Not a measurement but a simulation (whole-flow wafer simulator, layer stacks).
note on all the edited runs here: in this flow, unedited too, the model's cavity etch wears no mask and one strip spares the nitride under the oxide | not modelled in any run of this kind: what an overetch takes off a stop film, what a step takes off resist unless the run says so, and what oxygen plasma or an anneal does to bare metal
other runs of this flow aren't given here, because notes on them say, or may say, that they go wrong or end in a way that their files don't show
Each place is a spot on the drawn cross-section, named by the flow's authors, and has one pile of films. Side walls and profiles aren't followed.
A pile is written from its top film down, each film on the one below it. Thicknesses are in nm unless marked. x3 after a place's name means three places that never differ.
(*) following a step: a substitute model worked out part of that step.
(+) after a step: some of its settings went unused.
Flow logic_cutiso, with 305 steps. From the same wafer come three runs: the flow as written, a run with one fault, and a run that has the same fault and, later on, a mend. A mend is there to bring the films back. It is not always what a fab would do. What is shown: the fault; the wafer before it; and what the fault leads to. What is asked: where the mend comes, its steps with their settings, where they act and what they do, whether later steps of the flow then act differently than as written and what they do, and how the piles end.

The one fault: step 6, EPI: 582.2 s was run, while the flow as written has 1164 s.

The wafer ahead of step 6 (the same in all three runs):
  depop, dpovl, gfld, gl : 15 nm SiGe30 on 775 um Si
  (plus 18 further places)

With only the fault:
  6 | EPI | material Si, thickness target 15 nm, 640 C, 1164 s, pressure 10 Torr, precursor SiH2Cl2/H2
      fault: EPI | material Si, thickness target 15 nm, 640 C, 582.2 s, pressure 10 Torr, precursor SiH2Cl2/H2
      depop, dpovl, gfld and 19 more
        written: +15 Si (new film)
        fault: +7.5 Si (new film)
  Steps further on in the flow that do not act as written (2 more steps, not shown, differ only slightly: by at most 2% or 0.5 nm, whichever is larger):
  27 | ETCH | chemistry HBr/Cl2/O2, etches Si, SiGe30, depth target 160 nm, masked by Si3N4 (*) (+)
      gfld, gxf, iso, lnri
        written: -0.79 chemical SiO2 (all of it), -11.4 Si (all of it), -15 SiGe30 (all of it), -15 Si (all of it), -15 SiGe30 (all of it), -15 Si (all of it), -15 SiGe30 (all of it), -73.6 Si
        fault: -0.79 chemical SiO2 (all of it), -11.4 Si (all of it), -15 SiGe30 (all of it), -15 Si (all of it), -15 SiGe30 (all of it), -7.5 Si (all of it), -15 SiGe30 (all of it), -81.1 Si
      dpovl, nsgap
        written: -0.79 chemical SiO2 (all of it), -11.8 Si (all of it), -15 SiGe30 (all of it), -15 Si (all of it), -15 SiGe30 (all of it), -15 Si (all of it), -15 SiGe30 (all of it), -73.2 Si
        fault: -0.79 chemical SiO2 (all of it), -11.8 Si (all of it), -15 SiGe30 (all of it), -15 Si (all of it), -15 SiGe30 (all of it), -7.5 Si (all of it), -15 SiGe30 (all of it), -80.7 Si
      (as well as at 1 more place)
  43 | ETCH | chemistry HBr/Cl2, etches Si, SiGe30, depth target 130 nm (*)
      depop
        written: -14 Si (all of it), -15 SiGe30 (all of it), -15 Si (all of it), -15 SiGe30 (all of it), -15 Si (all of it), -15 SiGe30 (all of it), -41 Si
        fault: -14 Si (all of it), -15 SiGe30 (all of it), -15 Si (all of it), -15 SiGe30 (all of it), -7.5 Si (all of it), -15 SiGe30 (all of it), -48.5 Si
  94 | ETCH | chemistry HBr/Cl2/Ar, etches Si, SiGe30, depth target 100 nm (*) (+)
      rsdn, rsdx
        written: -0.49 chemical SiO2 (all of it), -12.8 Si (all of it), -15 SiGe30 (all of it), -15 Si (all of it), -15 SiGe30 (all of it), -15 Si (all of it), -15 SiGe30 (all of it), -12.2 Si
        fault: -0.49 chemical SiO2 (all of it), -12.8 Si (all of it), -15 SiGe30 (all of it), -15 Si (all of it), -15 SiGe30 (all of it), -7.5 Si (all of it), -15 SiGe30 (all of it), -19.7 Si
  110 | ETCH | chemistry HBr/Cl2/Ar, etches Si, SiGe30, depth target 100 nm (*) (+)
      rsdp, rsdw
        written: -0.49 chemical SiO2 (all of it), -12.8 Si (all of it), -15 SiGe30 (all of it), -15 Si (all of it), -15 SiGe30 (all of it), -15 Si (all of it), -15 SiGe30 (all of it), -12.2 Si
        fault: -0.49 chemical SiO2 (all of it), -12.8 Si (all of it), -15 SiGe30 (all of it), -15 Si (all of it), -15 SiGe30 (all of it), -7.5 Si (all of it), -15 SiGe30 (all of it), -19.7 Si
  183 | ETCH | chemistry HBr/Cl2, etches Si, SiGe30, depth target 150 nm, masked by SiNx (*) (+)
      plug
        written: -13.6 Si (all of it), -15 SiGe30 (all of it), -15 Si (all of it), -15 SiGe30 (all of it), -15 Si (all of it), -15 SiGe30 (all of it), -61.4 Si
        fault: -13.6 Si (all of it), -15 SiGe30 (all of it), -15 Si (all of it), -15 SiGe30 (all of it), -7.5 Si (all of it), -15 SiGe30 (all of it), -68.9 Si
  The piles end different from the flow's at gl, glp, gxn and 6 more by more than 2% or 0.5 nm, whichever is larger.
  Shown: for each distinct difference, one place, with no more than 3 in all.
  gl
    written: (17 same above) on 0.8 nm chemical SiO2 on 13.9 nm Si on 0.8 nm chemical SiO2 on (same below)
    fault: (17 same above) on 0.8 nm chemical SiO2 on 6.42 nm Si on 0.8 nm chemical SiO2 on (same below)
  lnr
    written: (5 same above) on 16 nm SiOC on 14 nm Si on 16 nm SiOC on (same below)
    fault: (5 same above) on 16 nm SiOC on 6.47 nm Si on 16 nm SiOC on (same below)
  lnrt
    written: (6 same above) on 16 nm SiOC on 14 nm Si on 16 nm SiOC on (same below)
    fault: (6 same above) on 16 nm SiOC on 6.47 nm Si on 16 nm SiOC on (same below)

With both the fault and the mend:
  After step 6 comes the mend.
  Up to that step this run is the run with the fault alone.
  6a | EPI | material Si, thickness target 15 nm, 640 C, 582.2 s, pressure 10 Torr, precursor SiH2Cl2/H2 (the flow's step 6, run once more with other settings)
      depop, dpovl, gfld and 19 more
        +7.5 Si
  None of the later steps of the flow acts differently than as written at any place that is followed.
  The piles end the same as the flow's at every place that both follow.
